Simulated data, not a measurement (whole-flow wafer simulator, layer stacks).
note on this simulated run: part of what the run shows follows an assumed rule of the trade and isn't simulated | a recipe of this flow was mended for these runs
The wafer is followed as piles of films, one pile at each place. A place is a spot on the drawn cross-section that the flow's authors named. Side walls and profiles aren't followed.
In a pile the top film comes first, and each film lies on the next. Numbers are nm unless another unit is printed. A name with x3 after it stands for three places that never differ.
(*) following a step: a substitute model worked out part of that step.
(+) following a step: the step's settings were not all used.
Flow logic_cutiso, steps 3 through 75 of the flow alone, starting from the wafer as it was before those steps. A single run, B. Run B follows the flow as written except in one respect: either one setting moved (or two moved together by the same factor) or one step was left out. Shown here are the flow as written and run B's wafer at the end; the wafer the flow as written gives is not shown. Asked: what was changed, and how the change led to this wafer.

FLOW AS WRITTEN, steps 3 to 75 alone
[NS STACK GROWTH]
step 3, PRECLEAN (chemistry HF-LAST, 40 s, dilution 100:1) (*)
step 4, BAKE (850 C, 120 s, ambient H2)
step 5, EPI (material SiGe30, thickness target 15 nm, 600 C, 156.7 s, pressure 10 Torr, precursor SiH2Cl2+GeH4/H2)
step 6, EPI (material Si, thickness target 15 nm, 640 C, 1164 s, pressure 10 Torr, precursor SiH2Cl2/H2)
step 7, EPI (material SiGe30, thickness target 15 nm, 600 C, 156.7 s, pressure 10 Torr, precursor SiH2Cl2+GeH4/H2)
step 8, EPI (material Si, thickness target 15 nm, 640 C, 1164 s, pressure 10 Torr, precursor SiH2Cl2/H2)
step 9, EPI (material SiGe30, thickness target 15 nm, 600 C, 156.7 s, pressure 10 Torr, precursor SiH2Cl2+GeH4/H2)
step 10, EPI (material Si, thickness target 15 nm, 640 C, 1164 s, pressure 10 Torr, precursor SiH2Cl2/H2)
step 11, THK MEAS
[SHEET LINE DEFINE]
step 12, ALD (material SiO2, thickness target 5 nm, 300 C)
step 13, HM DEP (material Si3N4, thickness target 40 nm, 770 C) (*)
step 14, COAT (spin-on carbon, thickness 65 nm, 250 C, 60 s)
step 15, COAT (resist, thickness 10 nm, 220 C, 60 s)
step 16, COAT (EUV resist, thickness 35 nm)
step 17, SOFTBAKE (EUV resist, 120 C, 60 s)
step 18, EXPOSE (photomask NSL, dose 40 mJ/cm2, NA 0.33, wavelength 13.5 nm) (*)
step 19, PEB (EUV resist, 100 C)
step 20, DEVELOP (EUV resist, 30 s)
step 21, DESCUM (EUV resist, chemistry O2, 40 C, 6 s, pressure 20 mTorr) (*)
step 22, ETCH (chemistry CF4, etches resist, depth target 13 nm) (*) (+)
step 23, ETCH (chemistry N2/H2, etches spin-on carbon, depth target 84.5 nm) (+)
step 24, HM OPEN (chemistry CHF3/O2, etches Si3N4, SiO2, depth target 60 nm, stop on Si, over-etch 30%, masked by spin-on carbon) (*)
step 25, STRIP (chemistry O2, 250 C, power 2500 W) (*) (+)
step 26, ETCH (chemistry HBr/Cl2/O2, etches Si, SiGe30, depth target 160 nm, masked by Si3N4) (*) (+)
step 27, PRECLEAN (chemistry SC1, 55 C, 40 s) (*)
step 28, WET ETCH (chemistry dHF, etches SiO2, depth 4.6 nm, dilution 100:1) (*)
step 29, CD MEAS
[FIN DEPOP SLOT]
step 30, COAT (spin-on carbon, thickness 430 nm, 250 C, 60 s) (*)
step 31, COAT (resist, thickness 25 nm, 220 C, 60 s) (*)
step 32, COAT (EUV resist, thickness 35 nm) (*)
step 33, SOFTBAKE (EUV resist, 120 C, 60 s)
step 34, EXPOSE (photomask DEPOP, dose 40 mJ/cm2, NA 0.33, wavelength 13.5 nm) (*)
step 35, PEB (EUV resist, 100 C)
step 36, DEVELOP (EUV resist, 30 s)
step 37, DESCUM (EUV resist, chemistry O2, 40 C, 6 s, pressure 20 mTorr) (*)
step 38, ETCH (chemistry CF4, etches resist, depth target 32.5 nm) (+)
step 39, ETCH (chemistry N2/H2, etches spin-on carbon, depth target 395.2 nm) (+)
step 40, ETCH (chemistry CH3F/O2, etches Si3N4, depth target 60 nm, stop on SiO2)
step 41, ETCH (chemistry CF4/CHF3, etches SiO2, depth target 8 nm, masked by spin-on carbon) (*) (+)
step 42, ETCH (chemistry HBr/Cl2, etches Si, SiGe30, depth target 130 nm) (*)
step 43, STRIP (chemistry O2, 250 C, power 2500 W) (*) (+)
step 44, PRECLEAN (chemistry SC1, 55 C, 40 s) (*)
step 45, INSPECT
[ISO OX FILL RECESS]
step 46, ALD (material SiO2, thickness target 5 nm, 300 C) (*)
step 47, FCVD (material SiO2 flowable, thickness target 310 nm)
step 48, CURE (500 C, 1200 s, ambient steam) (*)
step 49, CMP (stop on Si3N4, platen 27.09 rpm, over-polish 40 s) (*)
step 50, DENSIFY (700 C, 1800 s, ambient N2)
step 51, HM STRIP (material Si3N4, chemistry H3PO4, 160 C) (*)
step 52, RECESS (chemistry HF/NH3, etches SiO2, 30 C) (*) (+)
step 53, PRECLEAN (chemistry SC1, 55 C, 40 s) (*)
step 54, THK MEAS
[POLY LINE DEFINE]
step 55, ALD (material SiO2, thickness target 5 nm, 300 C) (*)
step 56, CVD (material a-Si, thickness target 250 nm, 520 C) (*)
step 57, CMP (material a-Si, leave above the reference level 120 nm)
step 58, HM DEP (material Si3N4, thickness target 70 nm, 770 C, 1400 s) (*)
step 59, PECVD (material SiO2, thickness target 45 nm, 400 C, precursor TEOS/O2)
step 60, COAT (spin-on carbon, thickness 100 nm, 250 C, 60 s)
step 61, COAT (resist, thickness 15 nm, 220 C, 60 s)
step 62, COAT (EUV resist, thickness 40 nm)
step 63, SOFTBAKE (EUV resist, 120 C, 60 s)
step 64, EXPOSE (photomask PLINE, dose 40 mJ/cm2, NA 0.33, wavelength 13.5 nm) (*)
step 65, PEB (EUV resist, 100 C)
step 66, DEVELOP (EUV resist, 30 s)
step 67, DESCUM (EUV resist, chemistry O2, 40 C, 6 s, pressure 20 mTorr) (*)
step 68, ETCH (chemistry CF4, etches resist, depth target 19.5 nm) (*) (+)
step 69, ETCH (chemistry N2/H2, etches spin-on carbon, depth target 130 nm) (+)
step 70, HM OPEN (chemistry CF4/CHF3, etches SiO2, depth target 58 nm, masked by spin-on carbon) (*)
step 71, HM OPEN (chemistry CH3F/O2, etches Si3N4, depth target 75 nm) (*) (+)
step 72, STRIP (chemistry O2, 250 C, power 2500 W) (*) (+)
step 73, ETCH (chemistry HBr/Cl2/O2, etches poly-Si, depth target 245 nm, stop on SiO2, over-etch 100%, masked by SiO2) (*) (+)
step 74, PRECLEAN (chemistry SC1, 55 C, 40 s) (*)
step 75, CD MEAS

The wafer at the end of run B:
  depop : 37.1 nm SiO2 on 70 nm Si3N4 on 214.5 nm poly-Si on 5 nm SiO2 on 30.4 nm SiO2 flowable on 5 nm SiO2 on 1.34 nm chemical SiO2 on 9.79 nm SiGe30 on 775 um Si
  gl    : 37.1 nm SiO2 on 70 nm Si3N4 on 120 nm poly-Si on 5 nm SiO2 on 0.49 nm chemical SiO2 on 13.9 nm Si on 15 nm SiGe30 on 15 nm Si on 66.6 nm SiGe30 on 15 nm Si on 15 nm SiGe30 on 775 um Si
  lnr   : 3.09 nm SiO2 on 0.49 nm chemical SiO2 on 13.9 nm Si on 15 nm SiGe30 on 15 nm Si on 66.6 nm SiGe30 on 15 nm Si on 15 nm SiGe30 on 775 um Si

What caused this: step 7, EPI: 679 C was run, while the flow as written has 600 C.

Step by step, how the change led to this:
  step 7, EPI (material SiGe30, thickness target 15 nm, 600 C, 156.7 s, pressure 10 Torr, precursor SiH2Cl2+GeH4/H2)
      depop, dpovl, gfld and 19 more: SiGe30 gains 66.6 (new film) (in the flow as written it would be: SiGe30 gains 15 (new film))
  step 26, ETCH (chemistry HBr/Cl2/O2, etches Si, SiGe30, depth target 160 nm, masked by Si3N4) (*) (+)
      dpovl, gfld, gxf, iso, isow, lnri, nsgap: chemical SiO2 loses 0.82 (all of it), Si loses 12 (all of it), SiGe30 loses 15 (all of it), Si loses 15 (all of it), SiGe30 loses 66.6 (all of it), Si loses 15 (all of it), SiGe30 loses 15 (all of it), Si loses 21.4 (in the flow as written it would be: chemical SiO2 loses 0.82 (all of it), Si loses 12 (all of it), SiGe30 loses 15 (all of it), Si loses 15 (all of it), SiGe30 loses 15 (all of it), Si loses 15 (all of it), SiGe30 loses 15 (all of it), Si loses 73)
  step 42, ETCH (chemistry HBr/Cl2, etches Si, SiGe30, depth target 130 nm) (*)
      depop: Si loses 13.8 (all of it), SiGe30 loses 15 (all of it), Si loses 15 (all of it), SiGe30 loses 66.6 (all of it), Si loses 15 (all of it), SiGe30 loses 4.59 (in the flow as written it would be: Si loses 13.8 (all of it), SiGe30 loses 15 (all of it), Si loses 15 (all of it), SiGe30 loses 15 (all of it), Si loses 15 (all of it), SiGe30 loses 15 (all of it), Si loses 41.2)
  step 43, STRIP (chemistry O2, 250 C, power 2500 W) (*) (+)
      depop: chemical SiO2 gains 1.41 (new film), SiGe30 loses 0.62 (in the flow as written it would be: chemical SiO2 gains 1.04 (new film), Si loses 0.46)
